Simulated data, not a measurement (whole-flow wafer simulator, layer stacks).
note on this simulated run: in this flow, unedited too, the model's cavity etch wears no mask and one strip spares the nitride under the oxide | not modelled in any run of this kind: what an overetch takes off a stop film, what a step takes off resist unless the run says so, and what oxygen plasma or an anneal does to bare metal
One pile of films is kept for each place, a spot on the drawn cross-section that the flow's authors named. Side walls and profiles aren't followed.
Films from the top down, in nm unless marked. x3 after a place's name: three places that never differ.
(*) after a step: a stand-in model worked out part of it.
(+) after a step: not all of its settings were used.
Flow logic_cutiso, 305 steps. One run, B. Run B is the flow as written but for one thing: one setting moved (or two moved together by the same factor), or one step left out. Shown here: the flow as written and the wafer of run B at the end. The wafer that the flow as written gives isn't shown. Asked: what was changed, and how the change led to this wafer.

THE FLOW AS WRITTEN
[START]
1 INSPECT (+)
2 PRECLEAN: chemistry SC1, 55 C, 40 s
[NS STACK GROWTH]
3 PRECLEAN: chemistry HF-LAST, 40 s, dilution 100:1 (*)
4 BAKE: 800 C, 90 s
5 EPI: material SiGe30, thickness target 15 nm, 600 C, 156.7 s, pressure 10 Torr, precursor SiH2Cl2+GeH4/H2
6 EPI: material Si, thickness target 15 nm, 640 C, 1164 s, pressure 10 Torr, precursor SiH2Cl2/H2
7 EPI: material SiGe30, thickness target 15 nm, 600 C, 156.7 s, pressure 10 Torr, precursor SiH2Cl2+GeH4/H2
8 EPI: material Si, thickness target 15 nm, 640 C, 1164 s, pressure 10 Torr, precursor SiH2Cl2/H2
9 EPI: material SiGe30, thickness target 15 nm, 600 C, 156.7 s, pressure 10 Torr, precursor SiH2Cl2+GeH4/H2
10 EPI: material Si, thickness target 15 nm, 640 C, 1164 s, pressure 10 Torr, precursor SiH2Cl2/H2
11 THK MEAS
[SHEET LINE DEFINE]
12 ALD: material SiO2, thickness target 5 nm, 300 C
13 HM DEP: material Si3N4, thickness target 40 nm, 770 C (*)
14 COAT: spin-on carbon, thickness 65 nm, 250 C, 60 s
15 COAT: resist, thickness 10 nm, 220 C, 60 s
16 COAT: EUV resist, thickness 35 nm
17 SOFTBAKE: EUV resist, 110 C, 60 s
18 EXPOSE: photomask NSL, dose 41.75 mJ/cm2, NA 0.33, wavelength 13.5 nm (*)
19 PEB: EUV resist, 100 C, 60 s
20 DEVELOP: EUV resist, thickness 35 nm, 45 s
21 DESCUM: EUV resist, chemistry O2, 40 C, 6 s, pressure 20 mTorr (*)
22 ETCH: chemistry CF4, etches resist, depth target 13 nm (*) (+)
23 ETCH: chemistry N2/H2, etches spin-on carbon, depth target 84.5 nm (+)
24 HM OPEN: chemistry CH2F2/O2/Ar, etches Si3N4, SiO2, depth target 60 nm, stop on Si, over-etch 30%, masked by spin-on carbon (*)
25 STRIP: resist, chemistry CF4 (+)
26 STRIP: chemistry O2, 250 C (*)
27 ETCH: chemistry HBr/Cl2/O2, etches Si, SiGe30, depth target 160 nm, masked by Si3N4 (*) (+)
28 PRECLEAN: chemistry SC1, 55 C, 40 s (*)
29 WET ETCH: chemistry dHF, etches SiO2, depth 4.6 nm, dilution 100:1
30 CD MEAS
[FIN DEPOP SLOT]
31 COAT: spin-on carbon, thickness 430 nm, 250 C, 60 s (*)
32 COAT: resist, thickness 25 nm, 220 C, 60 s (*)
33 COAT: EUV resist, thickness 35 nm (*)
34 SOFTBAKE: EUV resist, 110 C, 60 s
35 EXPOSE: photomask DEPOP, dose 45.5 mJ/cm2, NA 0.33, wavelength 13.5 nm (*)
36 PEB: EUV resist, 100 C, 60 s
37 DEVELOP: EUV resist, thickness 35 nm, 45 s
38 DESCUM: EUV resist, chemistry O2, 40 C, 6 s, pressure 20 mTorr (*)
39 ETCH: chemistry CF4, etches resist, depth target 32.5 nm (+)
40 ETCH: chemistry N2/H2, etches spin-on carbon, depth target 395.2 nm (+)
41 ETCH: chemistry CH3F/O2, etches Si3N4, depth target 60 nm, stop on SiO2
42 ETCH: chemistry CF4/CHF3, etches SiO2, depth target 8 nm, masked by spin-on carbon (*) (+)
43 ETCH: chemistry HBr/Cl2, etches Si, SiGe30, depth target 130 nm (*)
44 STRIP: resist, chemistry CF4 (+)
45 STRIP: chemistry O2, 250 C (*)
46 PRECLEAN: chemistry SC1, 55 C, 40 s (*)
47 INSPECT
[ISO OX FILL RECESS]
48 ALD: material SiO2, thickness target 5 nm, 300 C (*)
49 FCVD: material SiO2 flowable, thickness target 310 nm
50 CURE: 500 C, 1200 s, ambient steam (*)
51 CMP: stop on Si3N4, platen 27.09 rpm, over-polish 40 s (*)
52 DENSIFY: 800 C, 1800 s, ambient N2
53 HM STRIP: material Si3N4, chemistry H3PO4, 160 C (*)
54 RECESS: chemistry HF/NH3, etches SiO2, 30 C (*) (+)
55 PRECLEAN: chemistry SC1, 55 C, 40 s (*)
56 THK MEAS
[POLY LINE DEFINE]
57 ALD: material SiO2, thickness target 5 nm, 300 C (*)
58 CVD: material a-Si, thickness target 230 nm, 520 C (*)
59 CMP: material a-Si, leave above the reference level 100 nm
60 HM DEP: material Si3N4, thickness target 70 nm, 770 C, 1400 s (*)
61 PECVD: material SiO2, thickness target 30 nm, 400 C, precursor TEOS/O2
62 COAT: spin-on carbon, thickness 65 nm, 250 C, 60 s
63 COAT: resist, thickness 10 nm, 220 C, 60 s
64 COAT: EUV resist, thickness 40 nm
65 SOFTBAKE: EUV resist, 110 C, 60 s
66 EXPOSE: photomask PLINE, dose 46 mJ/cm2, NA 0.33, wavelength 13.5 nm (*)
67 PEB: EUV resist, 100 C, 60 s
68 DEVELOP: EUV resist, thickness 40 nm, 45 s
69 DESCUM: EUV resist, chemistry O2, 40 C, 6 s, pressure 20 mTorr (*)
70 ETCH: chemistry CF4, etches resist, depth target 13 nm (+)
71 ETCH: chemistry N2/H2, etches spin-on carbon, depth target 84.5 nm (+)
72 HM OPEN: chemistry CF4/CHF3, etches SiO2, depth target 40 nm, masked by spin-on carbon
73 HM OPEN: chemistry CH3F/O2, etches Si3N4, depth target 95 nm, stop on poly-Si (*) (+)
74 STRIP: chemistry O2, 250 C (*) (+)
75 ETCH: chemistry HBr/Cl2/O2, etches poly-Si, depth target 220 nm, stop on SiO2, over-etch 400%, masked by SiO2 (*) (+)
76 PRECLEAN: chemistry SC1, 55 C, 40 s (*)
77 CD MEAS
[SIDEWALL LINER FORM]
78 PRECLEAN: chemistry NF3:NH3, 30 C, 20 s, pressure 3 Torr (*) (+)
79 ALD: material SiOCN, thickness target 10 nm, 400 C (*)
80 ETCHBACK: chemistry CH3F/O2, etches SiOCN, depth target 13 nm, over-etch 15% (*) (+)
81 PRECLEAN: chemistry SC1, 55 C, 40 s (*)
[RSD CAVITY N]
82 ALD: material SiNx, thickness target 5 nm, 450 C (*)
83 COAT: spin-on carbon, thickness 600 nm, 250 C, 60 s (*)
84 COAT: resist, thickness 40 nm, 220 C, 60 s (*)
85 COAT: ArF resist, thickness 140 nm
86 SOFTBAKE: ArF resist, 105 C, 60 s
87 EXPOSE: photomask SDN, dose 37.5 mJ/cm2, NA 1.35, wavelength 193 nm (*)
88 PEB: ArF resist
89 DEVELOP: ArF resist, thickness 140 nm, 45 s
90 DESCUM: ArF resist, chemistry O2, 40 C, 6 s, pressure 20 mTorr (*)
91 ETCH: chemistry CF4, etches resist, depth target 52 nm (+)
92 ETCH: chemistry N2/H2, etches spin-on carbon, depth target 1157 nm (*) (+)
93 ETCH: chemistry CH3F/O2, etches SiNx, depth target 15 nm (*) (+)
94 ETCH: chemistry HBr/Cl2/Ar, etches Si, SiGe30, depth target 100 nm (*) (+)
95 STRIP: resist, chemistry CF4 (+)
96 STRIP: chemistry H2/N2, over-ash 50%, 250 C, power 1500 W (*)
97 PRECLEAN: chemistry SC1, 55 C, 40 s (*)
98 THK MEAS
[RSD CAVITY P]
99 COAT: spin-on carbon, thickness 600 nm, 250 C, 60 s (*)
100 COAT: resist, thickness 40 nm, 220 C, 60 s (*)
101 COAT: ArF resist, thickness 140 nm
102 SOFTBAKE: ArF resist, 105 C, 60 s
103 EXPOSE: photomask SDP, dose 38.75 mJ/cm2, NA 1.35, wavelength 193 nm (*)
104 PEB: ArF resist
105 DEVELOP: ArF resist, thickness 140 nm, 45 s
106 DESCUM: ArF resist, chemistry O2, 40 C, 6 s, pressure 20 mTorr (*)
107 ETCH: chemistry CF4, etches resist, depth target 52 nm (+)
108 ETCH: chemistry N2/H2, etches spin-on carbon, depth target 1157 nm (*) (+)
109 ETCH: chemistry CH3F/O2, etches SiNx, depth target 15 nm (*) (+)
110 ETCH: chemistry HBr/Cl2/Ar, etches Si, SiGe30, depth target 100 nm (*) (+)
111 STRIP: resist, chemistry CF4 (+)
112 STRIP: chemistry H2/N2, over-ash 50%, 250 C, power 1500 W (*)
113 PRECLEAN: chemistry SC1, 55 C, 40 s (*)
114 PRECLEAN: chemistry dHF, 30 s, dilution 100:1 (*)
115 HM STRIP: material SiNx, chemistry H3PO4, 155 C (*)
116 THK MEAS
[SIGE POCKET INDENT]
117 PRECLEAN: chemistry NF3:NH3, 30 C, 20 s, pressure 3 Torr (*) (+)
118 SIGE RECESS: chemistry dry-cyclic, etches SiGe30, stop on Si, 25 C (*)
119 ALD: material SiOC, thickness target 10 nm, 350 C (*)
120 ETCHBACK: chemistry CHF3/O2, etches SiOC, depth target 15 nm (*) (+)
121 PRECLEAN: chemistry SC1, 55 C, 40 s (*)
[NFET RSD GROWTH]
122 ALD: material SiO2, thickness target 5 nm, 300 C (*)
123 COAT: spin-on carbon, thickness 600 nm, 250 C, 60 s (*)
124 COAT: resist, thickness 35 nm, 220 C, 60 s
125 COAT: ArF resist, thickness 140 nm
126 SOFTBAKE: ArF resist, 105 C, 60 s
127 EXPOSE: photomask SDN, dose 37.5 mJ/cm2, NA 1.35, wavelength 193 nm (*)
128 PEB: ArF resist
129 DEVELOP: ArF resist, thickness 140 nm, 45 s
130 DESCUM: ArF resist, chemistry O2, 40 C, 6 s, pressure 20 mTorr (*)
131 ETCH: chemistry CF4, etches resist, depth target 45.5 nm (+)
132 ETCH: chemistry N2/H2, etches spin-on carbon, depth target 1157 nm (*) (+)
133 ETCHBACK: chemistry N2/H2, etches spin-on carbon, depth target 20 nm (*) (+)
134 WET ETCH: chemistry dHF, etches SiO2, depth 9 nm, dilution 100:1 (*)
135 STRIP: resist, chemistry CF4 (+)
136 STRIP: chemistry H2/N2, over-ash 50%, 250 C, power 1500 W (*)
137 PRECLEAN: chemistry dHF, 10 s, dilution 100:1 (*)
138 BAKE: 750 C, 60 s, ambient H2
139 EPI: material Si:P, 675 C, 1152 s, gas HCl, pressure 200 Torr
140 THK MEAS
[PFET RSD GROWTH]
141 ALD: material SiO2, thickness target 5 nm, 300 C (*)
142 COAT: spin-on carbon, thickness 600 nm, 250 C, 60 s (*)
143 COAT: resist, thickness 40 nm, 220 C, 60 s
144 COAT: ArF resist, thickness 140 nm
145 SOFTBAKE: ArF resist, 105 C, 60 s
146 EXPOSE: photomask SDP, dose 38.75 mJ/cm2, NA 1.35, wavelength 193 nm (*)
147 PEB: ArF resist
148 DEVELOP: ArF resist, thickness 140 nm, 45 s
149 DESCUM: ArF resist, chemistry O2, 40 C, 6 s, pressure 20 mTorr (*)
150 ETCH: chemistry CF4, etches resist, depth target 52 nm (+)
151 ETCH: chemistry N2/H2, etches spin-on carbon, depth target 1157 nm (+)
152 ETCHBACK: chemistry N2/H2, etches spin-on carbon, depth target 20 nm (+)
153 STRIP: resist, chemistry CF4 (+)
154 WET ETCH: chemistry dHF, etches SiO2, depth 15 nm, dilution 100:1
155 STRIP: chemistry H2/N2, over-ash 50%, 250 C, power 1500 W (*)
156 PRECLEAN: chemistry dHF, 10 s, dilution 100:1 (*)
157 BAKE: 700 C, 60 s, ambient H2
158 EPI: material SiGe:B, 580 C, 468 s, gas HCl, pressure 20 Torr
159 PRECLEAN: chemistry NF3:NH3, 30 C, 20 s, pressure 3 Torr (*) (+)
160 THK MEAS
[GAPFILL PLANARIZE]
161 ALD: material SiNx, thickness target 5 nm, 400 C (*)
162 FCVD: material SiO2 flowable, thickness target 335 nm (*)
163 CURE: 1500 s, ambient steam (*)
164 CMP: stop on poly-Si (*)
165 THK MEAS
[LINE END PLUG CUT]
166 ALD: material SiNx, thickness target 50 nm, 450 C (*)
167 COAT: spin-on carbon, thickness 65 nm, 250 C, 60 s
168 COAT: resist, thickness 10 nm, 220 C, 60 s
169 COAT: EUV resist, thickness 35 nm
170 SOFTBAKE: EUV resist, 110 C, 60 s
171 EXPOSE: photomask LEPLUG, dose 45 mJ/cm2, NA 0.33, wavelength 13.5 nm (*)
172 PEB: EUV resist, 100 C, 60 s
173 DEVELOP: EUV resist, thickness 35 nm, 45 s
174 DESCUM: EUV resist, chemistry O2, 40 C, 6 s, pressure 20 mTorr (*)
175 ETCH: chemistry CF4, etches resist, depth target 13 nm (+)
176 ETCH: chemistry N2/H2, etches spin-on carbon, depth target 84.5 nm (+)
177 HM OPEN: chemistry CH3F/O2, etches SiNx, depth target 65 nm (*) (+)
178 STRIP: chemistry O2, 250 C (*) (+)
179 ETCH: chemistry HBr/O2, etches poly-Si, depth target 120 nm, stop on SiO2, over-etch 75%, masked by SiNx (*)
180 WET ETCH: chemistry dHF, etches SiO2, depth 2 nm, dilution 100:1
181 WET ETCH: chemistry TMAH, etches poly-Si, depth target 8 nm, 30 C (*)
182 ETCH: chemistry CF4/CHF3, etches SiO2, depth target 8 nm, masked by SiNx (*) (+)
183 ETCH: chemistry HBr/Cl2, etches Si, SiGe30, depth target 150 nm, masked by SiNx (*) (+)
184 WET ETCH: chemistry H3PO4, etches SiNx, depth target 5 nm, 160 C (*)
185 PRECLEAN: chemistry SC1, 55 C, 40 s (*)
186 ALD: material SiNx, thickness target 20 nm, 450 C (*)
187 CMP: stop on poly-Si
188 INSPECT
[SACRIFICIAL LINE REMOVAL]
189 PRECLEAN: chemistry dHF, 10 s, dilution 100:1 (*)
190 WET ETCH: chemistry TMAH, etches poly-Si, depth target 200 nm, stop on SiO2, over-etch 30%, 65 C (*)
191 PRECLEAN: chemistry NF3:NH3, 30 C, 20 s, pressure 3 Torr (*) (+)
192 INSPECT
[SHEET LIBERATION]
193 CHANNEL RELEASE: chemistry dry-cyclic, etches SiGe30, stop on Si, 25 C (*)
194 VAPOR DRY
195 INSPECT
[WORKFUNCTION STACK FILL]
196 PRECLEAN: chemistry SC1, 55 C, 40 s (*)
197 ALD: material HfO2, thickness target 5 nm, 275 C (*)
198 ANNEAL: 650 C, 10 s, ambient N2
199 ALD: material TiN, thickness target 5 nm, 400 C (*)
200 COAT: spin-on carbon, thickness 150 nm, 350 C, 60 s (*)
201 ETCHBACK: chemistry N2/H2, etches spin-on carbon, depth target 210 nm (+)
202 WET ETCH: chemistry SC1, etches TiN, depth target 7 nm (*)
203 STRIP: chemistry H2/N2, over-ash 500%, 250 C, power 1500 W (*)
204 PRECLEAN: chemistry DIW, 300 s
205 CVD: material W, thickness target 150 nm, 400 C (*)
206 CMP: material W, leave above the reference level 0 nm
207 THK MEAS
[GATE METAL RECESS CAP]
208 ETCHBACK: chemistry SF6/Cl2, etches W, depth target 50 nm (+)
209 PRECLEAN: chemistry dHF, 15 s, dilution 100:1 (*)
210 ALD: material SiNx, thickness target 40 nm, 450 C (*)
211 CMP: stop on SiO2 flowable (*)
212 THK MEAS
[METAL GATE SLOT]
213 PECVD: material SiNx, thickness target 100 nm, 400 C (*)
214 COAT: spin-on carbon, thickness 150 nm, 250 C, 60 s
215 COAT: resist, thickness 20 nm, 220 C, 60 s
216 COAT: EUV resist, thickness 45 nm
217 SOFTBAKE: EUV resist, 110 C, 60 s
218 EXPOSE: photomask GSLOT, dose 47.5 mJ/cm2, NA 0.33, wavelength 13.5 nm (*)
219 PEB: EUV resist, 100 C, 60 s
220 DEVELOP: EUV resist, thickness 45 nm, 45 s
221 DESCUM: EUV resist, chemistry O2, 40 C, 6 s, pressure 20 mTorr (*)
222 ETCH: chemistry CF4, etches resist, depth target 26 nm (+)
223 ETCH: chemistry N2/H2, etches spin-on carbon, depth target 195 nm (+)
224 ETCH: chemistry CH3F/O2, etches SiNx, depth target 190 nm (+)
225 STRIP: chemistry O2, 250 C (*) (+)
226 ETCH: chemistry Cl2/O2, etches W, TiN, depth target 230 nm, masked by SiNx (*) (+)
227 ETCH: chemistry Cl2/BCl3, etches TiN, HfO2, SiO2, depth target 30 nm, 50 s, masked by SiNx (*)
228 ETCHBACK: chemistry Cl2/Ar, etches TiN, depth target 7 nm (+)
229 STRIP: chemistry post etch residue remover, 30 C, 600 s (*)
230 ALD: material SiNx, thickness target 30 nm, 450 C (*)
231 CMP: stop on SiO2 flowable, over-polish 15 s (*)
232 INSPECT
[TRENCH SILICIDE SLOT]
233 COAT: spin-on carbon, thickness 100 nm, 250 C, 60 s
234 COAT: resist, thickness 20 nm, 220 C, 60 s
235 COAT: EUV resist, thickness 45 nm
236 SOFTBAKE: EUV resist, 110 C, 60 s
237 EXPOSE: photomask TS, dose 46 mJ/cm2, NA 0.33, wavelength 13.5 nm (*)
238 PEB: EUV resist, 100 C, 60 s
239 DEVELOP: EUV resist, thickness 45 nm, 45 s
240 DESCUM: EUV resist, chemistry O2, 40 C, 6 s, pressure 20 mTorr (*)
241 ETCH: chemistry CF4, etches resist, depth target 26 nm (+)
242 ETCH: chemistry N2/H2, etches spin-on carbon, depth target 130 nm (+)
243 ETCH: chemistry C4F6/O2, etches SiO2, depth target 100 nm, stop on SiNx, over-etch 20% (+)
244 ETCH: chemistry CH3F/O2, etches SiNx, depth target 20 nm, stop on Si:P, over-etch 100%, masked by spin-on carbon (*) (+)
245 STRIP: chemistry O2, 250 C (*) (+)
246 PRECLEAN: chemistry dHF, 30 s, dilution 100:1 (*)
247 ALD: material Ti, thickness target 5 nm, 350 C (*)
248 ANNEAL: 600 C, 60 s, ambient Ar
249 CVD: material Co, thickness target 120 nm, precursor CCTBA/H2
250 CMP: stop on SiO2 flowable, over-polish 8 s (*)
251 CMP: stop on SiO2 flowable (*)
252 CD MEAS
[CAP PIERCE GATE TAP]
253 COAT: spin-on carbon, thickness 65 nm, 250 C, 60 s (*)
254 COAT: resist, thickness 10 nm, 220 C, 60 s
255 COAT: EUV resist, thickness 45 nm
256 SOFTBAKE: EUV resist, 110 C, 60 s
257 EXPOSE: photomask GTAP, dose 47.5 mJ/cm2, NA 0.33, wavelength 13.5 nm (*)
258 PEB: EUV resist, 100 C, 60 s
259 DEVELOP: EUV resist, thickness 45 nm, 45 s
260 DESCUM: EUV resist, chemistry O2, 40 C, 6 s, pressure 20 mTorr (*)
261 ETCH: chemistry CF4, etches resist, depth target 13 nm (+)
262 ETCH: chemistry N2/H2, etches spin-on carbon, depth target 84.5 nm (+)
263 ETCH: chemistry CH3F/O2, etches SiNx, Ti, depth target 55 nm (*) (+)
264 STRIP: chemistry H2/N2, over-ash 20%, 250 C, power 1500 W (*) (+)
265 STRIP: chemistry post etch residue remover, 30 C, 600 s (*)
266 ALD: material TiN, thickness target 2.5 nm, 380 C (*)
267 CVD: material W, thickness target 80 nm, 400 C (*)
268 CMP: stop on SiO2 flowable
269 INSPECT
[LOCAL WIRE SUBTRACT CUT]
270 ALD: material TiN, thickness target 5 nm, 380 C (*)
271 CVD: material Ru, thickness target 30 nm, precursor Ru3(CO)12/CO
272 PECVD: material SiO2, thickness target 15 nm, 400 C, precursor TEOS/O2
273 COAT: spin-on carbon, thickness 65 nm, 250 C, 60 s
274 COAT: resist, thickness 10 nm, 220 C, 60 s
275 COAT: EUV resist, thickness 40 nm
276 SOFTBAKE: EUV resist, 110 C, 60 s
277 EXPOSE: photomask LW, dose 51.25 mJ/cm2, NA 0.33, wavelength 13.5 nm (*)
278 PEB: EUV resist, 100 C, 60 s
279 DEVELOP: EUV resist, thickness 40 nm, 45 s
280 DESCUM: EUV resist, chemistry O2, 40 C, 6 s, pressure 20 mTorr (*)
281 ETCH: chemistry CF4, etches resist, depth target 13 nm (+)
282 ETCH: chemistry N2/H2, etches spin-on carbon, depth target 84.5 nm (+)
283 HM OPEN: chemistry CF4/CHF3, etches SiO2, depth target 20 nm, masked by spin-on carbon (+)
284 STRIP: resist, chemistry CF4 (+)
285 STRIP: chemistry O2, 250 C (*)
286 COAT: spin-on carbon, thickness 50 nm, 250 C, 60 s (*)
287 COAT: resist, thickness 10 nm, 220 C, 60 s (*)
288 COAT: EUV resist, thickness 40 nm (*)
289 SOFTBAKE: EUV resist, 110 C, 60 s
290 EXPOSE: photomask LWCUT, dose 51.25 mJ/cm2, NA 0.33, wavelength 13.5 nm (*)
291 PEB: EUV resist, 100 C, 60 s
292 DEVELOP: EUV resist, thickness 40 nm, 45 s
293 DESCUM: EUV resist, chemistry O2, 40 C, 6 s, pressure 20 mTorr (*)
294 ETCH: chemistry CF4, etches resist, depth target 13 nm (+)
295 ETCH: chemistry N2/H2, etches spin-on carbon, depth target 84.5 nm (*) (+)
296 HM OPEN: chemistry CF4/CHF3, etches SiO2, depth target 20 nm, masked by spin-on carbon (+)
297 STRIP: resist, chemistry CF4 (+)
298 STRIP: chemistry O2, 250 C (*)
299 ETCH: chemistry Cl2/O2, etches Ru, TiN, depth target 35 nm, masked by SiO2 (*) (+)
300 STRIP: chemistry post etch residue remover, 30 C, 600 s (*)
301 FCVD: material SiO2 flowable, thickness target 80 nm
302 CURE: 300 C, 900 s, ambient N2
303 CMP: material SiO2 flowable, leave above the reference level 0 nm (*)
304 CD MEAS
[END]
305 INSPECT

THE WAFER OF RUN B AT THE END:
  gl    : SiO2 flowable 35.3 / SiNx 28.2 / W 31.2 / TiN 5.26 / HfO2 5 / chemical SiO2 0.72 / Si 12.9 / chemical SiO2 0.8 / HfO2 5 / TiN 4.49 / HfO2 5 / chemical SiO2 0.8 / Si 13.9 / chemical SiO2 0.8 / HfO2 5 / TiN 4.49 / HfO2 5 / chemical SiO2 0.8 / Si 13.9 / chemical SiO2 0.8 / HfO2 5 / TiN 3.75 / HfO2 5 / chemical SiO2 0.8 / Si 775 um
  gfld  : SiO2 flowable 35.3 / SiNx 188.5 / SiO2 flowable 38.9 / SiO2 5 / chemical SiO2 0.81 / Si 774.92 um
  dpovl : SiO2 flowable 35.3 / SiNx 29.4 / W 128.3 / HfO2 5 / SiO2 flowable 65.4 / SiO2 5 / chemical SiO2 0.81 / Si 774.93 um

The cause: step 5, EPI: 148.9 s was run, where the flow has 156.7 s.

How the change led to this, step by step:
  5 EPI: material SiGe30, thickness target 15 nm, 600 C, 156.7 s, pressure 10 Torr, precursor SiH2Cl2+GeH4/H2
      depop, dpovl, gfld and 19 more: SiGe30 +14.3 (new film) (as written it would be: SiGe30 +15 (new film))
  27 ETCH: chemistry HBr/Cl2/O2, etches Si, SiGe30, depth target 160 nm, masked by Si3N4 (*) (+)
      gfld, gxf, iso, lnri: chemical SiO2 -0.79 (all of it), Si -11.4 (all of it), SiGe30 -15 (all of it), Si -15 (all of it), SiGe30 -15 (all of it), Si -15 (all of it), SiGe30 -14.3 (all of it), Si -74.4 (as written it would be: chemical SiO2 -0.79 (all of it), Si -11.4 (all of it), SiGe30 -15 (all of it), Si -15 (all of it), SiGe30 -15 (all of it), Si -15 (all of it), SiGe30 -15 (all of it), Si -73.6)
      dpovl, nsgap: chemical SiO2 -0.79 (all of it), Si -11.8 (all of it), SiGe30 -15 (all of it), Si -15 (all of it), SiGe30 -15 (all of it), Si -15 (all of it), SiGe30 -14.3 (all of it), Si -74 (as written it would be: chemical SiO2 -0.79 (all of it), Si -11.8 (all of it), SiGe30 -15 (all of it), Si -15 (all of it), SiGe30 -15 (all of it), Si -15 (all of it), SiGe30 -15 (all of it), Si -73.2)
      (and at 1 more place)
  43 ETCH: chemistry HBr/Cl2, etches Si, SiGe30, depth target 130 nm (*)
      depop: Si -14 (all of it), SiGe30 -15 (all of it), Si -15 (all of it), SiGe30 -15 (all of it), Si -15 (all of it), SiGe30 -14.3 (all of it), Si -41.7 (as written it would be: Si -14 (all of it), SiGe30 -15 (all of it), Si -15 (all of it), SiGe30 -15 (all of it), Si -15 (all of it), SiGe30 -15 (all of it), Si -41)
  94 ETCH: chemistry HBr/Cl2/Ar, etches Si, SiGe30, depth target 100 nm (*) (+)
      rsdn, rsdx: chemical SiO2 -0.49 (all of it), Si -12.8 (all of it), SiGe30 -15 (all of it), Si -15 (all of it), SiGe30 -15 (all of it), Si -15 (all of it), SiGe30 -14.3 (all of it), Si -12.9 (as written it would be: chemical SiO2 -0.49 (all of it), Si -12.8 (all of it), SiGe30 -15 (all of it), Si -15 (all of it), SiGe30 -15 (all of it), Si -15 (all of it), SiGe30 -15 (all of it), Si -12.2)
  110 ETCH: chemistry HBr/Cl2/Ar, etches Si, SiGe30, depth target 100 nm (*) (+)
      rsdp, rsdw: chemical SiO2 -0.49 (all of it), Si -12.8 (all of it), SiGe30 -15 (all of it), Si -15 (all of it), SiGe30 -15 (all of it), Si -15 (all of it), SiGe30 -14.3 (all of it), Si -12.9 (as written it would be: chemical SiO2 -0.49 (all of it), Si -12.8 (all of it), SiGe30 -15 (all of it), Si -15 (all of it), SiGe30 -15 (all of it), Si -15 (all of it), SiGe30 -15 (all of it), Si -12.2)
  118 SIGE RECESS: chemistry dry-cyclic, etches SiGe30, stop on Si, 25 C (*)
      lnr, lnrp, lnrt: SiOCN -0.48, Si -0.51, cavity +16 (new film), SiGe30 -15 (all of it), Si -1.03, cavity +16 (new film), SiGe30 -15 (all of it), Si -1.03, cavity +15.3 (new film), SiGe30 -14.3 (all of it), Si -0.51 (as written it would be: SiOCN -0.48, Si -0.51, cavity +16 (new film), SiGe30 -15 (all of it), Si -1.03, cavity +16 (new film), SiGe30 -15 (all of it), Si -1.03, cavity +16 (new film), SiGe30 -15 (all of it), Si -0.51)
  119 ALD: material SiOC, thickness target 10 nm, 350 C (*)
      lnr, lnrp, lnrt: SiOC +10 (new film), SiOC +16 (new film), cavity -16 (all of it), SiOC +16 (new film), cavity -16 (all of it), SiOC +15.3 (new film), cavity -15.3 (all of it) (as written it would be: SiOC +10 (new film), SiOC +16 (new film), cavity -16 (all of it), SiOC +16 (new film), cavity -16 (all of it), SiOC +16 (new film), cavity -16 (all of it))
  183 ETCH: chemistry HBr/Cl2, etches Si, SiGe30, depth target 150 nm, masked by SiNx (*) (+)
      plug: Si -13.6 (all of it), SiGe30 -15 (all of it), Si -15 (all of it), SiGe30 -15 (all of it), Si -15 (all of it), SiGe30 -14.3 (all of it), Si -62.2 (as written it would be: Si -13.6 (all of it), SiGe30 -15 (all of it), Si -15 (all of it), SiGe30 -15 (all of it), Si -15 (all of it), SiGe30 -15 (all of it), Si -61.4)
  193 CHANNEL RELEASE: chemistry dry-cyclic, etches SiGe30, stop on Si, 25 C (*)
      gl, glp, gxn, gxp, ns, tap: chemical SiO2 +0.8 (new film), Si -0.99, chemical SiO2 +0.8 (new film), cavity +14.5 (new film), chemical SiO2 +0.8 (new film), SiGe30 -15 (all of it), Si -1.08, chemical SiO2 +0.8 (new film), cavity +14.5 (new film), chemical SiO2 +0.8 (new film), SiGe30 -15 (all of it), Si -1.08, chemical SiO2 +0.8 (new film), cavity +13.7 (new film), chemical SiO2 +0.8 (new film), SiGe30 -14.3 (all of it), Si -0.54 (as written it would be: chemical SiO2 +0.8 (new film), Si -0.99, chemical SiO2 +0.8 (new film), cavity +14.5 (new film), chemical SiO2 +0.8 (new film), SiGe30 -15 (all of it), Si -1.08, chemical SiO2 +0.8 (new film), cavity +14.5 (new film), chemical SiO2 +0.8 (new film), SiGe30 -15 (all of it), Si -1.08, chemical SiO2 +0.8 (new film), cavity +14.5 (new film), chemical SiO2 +0.8 (new film), SiGe30 -15 (all of it), Si -0.54)
  199 ALD: material TiN, thickness target 5 nm, 400 C (*)
      gl, glp, tap: TiN +5.26 (new film), TiN +4.49 (new film), cavity -4.49 (all of it), TiN +4.49 (new film), cavity -4.49 (all of it), TiN +3.75 (new film), cavity -3.75 (all of it) (as written it would be: TiN +5.26 (new film), TiN +4.49 (new film), cavity -4.49 (all of it), TiN +4.49 (new film), cavity -4.49 (all of it), TiN +4.49 (new film), cavity -4.49 (all of it))
      gxn, gxp, ns: TiN +5 (new film), TiN +4.49 (new film), cavity -4.49 (all of it), TiN +4.49 (new film), cavity -4.49 (all of it), TiN +3.75 (new film), cavity -3.75 (all of it) (as written it would be: TiN +5 (new film), TiN +4.49 (new film), cavity -4.49 (all of it), TiN +4.49 (new film), cavity -4.49 (all of it), TiN +4.49 (new film), cavity -4.49 (all of it))
